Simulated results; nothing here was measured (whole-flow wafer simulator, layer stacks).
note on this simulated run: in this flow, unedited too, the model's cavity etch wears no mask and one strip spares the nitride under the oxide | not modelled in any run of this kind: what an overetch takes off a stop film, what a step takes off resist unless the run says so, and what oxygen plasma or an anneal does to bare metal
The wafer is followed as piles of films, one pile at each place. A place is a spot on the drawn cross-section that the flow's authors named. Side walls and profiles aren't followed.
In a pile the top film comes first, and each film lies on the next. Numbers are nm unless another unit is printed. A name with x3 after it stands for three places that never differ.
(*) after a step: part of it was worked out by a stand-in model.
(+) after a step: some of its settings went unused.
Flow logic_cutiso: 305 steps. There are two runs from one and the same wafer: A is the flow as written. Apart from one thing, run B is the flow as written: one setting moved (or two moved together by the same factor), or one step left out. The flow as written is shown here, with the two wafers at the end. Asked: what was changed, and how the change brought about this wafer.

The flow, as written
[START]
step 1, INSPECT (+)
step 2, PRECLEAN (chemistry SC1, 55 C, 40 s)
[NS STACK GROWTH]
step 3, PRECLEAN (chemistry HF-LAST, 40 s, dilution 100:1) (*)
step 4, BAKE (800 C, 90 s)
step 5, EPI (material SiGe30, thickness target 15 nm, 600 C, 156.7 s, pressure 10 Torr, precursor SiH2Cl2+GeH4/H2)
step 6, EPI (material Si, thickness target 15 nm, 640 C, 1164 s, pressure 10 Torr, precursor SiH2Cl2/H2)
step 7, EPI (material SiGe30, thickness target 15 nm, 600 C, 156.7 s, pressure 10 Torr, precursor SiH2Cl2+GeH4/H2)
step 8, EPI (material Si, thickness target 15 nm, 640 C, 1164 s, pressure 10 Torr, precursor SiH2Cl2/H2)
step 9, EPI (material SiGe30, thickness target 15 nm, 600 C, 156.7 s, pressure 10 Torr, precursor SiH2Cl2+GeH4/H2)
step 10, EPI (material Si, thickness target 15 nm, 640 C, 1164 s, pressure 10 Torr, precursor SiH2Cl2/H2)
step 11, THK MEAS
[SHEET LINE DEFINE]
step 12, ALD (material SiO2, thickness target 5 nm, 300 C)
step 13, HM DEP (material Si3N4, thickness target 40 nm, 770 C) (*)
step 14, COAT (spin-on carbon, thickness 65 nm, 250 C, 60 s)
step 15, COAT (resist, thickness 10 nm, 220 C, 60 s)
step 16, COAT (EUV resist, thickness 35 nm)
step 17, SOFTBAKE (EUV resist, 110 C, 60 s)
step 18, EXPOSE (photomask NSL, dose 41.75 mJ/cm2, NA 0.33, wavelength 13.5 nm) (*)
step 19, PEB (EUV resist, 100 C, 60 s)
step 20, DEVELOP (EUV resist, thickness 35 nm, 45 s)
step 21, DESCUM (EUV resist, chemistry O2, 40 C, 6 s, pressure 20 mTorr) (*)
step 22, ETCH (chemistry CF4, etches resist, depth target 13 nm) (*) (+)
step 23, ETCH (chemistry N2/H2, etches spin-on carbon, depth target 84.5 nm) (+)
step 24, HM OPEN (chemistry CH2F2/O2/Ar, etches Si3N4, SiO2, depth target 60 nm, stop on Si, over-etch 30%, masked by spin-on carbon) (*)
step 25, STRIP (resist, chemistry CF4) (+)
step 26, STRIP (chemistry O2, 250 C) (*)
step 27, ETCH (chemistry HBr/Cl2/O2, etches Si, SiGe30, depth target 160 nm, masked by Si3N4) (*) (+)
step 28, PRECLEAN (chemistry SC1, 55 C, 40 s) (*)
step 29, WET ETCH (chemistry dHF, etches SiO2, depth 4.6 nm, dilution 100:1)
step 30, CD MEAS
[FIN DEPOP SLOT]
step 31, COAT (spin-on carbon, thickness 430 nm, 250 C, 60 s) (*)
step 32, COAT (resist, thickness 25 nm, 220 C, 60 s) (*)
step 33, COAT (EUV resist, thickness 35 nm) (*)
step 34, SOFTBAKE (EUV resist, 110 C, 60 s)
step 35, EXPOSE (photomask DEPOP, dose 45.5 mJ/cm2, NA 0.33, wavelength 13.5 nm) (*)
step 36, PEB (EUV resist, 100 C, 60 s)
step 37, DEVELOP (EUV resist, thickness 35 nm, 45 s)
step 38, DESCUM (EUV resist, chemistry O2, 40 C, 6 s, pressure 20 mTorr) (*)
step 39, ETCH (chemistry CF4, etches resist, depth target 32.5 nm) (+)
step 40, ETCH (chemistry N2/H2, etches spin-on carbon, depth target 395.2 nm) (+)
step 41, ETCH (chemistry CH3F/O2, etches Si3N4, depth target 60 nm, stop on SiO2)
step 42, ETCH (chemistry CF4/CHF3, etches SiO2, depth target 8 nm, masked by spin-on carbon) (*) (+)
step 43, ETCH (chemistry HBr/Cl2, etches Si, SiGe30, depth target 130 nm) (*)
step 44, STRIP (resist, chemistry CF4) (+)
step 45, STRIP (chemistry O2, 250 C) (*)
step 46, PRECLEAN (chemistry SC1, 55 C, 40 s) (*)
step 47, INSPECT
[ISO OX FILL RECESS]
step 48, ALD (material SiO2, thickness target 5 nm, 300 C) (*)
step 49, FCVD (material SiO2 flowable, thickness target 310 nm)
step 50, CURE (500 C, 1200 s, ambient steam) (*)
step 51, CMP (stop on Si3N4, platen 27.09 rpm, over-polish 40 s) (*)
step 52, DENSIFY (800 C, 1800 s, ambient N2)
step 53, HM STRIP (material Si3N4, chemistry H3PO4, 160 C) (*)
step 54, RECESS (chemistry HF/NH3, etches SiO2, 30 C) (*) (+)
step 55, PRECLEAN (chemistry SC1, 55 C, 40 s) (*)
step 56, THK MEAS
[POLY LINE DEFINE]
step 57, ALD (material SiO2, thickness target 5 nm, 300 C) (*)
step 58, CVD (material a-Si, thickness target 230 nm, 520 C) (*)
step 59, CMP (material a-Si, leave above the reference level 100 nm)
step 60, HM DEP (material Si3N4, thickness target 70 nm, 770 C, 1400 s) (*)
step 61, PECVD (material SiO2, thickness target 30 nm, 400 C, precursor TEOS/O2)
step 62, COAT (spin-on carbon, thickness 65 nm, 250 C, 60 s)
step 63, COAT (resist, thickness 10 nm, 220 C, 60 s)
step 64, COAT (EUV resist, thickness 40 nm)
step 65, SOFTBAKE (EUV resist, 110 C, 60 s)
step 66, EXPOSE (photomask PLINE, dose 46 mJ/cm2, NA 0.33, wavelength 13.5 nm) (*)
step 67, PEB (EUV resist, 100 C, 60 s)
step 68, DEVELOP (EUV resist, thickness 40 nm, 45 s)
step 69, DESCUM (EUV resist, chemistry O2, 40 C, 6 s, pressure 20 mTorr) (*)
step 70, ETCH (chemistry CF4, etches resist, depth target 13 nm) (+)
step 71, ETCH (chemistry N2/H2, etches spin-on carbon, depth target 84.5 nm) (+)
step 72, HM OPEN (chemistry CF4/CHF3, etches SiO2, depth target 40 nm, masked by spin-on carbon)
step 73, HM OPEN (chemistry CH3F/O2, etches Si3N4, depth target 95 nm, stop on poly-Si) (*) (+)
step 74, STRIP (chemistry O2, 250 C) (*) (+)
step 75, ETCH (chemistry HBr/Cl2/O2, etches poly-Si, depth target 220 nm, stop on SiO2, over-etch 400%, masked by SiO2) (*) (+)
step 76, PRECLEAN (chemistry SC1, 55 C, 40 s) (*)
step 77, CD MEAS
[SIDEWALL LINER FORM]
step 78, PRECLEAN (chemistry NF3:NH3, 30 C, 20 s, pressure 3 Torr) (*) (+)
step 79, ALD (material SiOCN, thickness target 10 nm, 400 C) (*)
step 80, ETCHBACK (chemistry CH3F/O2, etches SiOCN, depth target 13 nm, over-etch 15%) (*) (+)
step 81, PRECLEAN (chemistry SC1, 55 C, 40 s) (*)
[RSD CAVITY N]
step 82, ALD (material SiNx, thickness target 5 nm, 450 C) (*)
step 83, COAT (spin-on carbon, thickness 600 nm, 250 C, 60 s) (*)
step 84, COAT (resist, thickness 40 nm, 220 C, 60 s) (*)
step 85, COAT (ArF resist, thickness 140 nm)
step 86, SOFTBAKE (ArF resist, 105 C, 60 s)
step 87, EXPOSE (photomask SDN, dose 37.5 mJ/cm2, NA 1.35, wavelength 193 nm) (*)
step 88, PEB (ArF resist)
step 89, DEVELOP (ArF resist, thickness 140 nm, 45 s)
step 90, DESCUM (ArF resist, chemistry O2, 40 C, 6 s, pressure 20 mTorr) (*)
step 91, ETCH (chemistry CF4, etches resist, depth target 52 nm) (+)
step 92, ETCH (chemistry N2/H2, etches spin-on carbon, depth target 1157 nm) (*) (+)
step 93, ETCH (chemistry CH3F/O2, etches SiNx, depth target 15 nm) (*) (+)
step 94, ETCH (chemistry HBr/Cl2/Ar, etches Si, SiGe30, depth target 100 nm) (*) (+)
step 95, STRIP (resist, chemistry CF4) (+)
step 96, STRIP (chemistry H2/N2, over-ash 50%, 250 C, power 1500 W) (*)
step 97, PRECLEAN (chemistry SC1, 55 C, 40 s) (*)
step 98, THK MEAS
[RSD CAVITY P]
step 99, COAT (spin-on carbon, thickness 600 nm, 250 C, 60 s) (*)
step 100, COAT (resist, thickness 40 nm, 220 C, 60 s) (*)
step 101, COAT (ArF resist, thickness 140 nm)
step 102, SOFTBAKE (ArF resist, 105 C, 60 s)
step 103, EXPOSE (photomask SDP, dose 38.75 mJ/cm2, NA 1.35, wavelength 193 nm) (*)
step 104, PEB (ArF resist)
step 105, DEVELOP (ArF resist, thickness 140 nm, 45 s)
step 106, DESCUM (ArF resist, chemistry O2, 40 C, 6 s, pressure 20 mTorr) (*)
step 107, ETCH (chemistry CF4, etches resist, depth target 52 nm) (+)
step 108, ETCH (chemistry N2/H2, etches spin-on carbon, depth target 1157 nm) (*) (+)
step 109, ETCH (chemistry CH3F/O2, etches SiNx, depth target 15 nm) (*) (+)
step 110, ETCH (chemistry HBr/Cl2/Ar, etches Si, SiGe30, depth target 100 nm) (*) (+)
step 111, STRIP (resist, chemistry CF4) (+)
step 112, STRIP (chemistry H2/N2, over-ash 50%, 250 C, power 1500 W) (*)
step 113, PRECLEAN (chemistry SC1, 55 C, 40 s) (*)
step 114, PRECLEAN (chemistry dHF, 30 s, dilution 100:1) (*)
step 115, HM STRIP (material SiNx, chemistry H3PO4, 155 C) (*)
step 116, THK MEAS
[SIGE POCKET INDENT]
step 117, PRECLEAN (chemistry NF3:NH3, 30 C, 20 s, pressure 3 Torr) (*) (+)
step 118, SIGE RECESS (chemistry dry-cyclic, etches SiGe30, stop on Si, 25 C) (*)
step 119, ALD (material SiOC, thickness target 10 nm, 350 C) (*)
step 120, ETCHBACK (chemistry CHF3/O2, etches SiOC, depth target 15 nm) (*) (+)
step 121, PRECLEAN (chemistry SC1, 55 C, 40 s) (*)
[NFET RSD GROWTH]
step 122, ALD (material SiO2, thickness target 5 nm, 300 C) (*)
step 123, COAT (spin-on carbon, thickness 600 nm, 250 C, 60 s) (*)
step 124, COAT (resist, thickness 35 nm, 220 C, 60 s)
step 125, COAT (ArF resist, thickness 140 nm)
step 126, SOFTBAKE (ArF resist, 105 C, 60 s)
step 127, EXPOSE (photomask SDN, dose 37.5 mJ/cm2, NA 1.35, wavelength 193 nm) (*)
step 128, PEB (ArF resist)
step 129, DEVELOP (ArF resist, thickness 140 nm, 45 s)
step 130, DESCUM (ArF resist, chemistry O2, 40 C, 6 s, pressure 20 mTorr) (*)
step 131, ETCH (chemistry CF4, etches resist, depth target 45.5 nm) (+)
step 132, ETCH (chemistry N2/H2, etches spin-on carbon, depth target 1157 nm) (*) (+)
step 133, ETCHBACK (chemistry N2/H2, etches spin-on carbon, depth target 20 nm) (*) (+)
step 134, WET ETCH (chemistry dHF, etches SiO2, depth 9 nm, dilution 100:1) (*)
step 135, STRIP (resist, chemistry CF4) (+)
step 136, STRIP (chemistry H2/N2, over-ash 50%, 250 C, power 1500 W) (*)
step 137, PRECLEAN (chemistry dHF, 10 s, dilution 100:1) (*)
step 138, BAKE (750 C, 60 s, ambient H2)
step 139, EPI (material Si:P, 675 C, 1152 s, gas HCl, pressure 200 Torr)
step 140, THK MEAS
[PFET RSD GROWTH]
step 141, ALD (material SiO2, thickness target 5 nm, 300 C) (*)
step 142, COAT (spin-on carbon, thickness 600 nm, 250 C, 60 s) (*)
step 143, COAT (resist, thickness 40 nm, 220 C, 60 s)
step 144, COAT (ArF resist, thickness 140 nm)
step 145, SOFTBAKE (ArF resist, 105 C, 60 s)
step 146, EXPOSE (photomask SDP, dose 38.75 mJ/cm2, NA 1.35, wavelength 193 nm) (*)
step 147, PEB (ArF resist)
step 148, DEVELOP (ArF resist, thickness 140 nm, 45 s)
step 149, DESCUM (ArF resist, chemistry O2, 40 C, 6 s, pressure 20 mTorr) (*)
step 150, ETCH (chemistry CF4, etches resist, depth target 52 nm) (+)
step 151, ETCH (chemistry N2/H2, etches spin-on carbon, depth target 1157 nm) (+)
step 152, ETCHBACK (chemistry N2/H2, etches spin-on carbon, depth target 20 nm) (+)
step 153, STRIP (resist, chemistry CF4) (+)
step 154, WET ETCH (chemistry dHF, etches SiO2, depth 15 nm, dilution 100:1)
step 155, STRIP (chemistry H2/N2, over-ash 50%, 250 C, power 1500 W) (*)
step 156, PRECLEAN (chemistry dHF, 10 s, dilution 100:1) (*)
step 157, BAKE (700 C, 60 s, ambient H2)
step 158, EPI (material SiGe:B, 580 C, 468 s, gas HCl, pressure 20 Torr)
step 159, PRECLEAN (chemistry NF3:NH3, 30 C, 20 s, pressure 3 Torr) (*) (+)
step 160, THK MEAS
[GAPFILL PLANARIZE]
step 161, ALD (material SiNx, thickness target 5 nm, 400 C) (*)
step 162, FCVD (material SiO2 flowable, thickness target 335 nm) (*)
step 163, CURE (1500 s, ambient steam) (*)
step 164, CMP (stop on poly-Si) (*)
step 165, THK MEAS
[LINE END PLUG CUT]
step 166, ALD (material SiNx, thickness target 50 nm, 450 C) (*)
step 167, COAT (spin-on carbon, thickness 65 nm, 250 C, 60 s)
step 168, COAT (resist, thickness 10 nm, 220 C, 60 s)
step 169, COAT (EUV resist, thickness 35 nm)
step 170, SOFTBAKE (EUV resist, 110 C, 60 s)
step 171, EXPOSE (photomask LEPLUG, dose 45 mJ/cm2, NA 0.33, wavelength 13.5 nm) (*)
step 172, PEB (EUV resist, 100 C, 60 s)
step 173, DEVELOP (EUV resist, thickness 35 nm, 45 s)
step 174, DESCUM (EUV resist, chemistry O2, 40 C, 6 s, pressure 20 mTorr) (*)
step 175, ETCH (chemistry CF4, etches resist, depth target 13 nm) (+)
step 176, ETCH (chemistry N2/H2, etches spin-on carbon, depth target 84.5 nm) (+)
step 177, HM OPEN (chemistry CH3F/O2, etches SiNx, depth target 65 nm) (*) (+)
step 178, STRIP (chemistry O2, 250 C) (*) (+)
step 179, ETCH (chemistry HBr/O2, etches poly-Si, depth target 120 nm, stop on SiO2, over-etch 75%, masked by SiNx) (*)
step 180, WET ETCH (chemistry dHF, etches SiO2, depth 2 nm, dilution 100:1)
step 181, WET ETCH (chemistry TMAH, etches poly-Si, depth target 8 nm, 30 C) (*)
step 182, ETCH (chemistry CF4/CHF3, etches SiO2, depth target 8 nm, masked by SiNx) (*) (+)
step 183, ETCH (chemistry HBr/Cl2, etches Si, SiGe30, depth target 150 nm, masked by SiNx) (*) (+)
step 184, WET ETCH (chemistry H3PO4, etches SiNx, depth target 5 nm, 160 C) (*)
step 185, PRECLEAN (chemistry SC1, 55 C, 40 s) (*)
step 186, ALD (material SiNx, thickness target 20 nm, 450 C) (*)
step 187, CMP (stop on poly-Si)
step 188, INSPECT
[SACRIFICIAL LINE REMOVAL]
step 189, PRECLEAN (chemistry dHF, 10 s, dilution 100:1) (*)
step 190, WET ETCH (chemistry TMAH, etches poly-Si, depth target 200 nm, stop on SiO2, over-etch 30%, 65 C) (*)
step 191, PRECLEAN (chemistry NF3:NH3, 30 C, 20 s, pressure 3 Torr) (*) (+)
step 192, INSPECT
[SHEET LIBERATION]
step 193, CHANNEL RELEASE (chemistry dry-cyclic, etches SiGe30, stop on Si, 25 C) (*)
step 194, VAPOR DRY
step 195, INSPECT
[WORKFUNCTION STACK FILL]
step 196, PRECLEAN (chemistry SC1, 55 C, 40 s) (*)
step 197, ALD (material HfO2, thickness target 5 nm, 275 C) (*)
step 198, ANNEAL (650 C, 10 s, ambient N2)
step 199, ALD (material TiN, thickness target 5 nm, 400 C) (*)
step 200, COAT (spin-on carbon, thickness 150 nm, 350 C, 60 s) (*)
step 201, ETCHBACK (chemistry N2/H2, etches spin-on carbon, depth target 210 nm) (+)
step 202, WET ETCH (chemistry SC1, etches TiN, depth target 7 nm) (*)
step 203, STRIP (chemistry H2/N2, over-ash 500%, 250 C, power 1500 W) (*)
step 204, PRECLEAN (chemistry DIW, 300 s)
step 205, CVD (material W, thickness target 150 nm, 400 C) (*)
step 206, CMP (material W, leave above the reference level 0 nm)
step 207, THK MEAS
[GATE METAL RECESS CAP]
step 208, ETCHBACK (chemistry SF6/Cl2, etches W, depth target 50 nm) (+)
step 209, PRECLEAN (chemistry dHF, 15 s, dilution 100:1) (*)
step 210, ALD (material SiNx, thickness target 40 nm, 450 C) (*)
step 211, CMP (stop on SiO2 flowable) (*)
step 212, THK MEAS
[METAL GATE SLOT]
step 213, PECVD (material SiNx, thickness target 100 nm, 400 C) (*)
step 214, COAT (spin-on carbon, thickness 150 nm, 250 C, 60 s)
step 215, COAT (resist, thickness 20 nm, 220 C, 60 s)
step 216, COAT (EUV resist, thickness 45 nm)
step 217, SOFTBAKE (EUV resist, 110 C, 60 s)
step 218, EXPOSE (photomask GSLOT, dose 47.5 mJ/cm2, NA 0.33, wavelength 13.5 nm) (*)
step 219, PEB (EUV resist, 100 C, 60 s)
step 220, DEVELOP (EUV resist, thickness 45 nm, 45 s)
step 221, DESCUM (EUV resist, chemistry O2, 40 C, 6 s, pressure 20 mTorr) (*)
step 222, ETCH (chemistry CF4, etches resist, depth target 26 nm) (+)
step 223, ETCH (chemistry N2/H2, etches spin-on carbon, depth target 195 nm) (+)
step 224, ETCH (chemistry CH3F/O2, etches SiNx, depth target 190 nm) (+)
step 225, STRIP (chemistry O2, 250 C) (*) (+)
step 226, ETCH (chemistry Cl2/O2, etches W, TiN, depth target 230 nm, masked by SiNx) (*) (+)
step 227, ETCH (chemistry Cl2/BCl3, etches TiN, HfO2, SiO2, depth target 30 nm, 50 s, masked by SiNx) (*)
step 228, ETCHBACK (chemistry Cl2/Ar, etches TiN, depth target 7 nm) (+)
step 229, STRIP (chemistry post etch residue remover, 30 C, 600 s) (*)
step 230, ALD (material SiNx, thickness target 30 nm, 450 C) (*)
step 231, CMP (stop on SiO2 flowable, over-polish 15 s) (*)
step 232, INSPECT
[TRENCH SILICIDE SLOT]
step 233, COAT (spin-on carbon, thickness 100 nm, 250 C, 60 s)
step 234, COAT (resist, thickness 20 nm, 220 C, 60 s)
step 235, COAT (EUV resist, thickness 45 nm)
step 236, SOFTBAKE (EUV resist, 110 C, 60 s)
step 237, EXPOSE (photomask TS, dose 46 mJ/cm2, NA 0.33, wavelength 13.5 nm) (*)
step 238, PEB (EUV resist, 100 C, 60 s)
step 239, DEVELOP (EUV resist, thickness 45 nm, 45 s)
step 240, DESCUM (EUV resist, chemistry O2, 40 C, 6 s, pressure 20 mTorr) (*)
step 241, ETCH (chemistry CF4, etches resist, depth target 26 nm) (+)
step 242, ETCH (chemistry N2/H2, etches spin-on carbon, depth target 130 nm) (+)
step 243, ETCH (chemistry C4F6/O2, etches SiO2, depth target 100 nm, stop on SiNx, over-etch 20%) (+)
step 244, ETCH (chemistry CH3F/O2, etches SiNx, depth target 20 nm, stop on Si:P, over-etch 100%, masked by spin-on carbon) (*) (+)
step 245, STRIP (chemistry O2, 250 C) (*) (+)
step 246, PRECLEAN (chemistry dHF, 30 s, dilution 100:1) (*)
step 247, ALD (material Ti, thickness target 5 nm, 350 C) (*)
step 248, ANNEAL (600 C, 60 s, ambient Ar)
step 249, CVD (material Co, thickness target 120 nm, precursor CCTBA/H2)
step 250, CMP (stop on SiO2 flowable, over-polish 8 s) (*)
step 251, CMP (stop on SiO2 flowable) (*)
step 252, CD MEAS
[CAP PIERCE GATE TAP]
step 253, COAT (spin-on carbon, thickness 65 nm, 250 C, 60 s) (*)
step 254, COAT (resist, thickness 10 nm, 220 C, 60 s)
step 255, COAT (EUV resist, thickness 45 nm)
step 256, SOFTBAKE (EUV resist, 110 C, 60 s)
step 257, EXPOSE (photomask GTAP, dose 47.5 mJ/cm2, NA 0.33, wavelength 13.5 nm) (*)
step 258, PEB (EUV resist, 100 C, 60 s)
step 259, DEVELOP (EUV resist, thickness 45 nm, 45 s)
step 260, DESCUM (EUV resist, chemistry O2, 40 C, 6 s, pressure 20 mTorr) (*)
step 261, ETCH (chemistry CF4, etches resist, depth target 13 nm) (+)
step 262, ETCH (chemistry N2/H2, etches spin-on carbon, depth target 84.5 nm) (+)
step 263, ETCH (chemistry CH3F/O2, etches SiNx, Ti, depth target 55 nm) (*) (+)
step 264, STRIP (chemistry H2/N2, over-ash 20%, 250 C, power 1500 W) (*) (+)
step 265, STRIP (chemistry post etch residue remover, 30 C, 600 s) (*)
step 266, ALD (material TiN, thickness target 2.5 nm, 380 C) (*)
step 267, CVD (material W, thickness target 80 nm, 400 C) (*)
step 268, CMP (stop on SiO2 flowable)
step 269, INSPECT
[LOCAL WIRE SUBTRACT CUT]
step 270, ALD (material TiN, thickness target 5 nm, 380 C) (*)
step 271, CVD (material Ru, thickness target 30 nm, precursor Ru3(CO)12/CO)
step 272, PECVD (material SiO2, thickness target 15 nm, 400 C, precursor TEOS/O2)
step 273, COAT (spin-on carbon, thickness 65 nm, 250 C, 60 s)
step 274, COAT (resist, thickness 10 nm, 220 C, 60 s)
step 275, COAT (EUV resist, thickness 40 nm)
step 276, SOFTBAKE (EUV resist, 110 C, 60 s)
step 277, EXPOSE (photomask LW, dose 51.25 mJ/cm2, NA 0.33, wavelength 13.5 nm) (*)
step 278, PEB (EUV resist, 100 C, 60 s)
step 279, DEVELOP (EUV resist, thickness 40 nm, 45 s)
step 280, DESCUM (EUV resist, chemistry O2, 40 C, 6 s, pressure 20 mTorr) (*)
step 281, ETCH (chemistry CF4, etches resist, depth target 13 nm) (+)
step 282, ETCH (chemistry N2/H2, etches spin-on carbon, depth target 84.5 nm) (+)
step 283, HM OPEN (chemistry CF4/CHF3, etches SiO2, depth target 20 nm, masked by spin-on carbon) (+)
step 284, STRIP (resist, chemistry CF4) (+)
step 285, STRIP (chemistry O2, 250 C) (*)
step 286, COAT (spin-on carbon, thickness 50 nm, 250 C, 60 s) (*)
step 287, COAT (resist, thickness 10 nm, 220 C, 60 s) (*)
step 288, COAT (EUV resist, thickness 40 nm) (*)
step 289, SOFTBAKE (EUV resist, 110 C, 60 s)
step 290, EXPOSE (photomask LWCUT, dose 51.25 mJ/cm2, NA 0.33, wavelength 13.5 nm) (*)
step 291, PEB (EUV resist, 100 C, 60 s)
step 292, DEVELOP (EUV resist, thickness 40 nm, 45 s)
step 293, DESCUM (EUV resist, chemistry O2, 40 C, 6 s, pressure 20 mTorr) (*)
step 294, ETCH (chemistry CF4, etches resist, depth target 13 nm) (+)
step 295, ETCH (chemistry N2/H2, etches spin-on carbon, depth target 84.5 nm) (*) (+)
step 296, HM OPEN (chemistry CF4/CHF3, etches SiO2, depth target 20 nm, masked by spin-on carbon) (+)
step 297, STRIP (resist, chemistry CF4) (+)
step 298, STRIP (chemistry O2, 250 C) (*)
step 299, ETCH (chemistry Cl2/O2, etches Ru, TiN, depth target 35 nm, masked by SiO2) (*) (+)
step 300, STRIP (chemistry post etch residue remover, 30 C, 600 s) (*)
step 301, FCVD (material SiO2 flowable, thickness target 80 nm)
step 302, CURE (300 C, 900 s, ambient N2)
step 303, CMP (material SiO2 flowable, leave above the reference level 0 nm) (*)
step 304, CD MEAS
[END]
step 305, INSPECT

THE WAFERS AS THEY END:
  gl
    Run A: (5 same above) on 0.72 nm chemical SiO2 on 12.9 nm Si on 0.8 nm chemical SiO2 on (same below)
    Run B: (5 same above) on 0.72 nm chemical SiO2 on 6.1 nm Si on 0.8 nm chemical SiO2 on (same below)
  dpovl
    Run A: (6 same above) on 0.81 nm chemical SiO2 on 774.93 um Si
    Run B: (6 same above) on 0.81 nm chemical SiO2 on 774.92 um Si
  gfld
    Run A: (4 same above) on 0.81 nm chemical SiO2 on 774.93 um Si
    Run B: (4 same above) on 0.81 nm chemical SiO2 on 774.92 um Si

The reason: step 10, EPI: 640.4 s was run, whereas the flow has 1164 s.

Step by step, how the change led to this:
  step 10, EPI (material Si, thickness target 15 nm, 640 C, 1164 s, pressure 10 Torr, precursor SiH2Cl2/H2)
      depop, dpovl, gfld and 19 more: A +15 Si (new film) | B +8.25 Si (new film)
  step 27, ETCH (chemistry HBr/Cl2/O2, etches Si, SiGe30, depth target 160 nm, masked by Si3N4) (*) (+)
      gfld, gxf, iso, lnri: A -0.79 chemical SiO2 (all of it), -11.4 Si (all of it), -15 SiGe30 (all of it), -15 Si (all of it), -15 SiGe30 (all of it), -15 Si (all of it), -15 SiGe30 (all of it), -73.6 Si | B -0.79 chemical SiO2 (all of it), -4.6 Si (all of it), -15 SiGe30 (all of it), -15 Si (all of it), -15 SiGe30 (all of it), -15 Si (all of it), -15 SiGe30 (all of it), -80.4 Si
      dpovl, nsgap: A -0.79 chemical SiO2 (all of it), -11.8 Si (all of it), -15 SiGe30 (all of it), -15 Si (all of it), -15 SiGe30 (all of it), -15 Si (all of it), -15 SiGe30 (all of it), -73.2 Si | B -0.79 chemical SiO2 (all of it), -5 Si (all of it), -15 SiGe30 (all of it), -15 Si (all of it), -15 SiGe30 (all of it), -15 Si (all of it), -15 SiGe30 (all of it), -80 Si
      (also at 1 further place)
  step 43, ETCH (chemistry HBr/Cl2, etches Si, SiGe30, depth target 130 nm) (*)
      depop: A -14 Si (all of it), -15 SiGe30 (all of it), -15 Si (all of it), -15 SiGe30 (all of it), -15 Si (all of it), -15 SiGe30 (all of it), -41 Si | B -7.27 Si (all of it), -15 SiGe30 (all of it), -15 Si (all of it), -15 SiGe30 (all of it), -15 Si (all of it), -15 SiGe30 (all of it), -47.7 Si
  step 94, ETCH (chemistry HBr/Cl2/Ar, etches Si, SiGe30, depth target 100 nm) (*) (+)
      rsdn, rsdx: A -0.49 chemical SiO2 (all of it), -12.8 Si (all of it), -15 SiGe30 (all of it), -15 Si (all of it), -15 SiGe30 (all of it), -15 Si (all of it), -15 SiGe30 (all of it), -12.2 Si | B -0.49 chemical SiO2 (all of it), -6.07 Si (all of it), -15 SiGe30 (all of it), -15 Si (all of it), -15 SiGe30 (all of it), -15 Si (all of it), -15 SiGe30 (all of it), -18.9 Si
  step 110, ETCH (chemistry HBr/Cl2/Ar, etches Si, SiGe30, depth target 100 nm) (*) (+)
      rsdp, rsdw: A -0.49 chemical SiO2 (all of it), -12.8 Si (all of it), -15 SiGe30 (all of it), -15 Si (all of it), -15 SiGe30 (all of it), -15 Si (all of it), -15 SiGe30 (all of it), -12.2 Si | B -0.49 chemical SiO2 (all of it), -6.07 Si (all of it), -15 SiGe30 (all of it), -15 Si (all of it), -15 SiGe30 (all of it), -15 Si (all of it), -15 SiGe30 (all of it), -18.9 Si
  step 183, ETCH (chemistry HBr/Cl2, etches Si, SiGe30, depth target 150 nm, masked by SiNx) (*) (+)
      plug: A -13.6 Si (all of it), -15 SiGe30 (all of it), -15 Si (all of it), -15 SiGe30 (all of it), -15 Si (all of it), -15 SiGe30 (all of it), -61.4 Si | B -6.8 Si (all of it), -15 SiGe30 (all of it), -15 Si (all of it), -15 SiGe30 (all of it), -15 Si (all of it), -15 SiGe30 (all of it), -68.2 Si
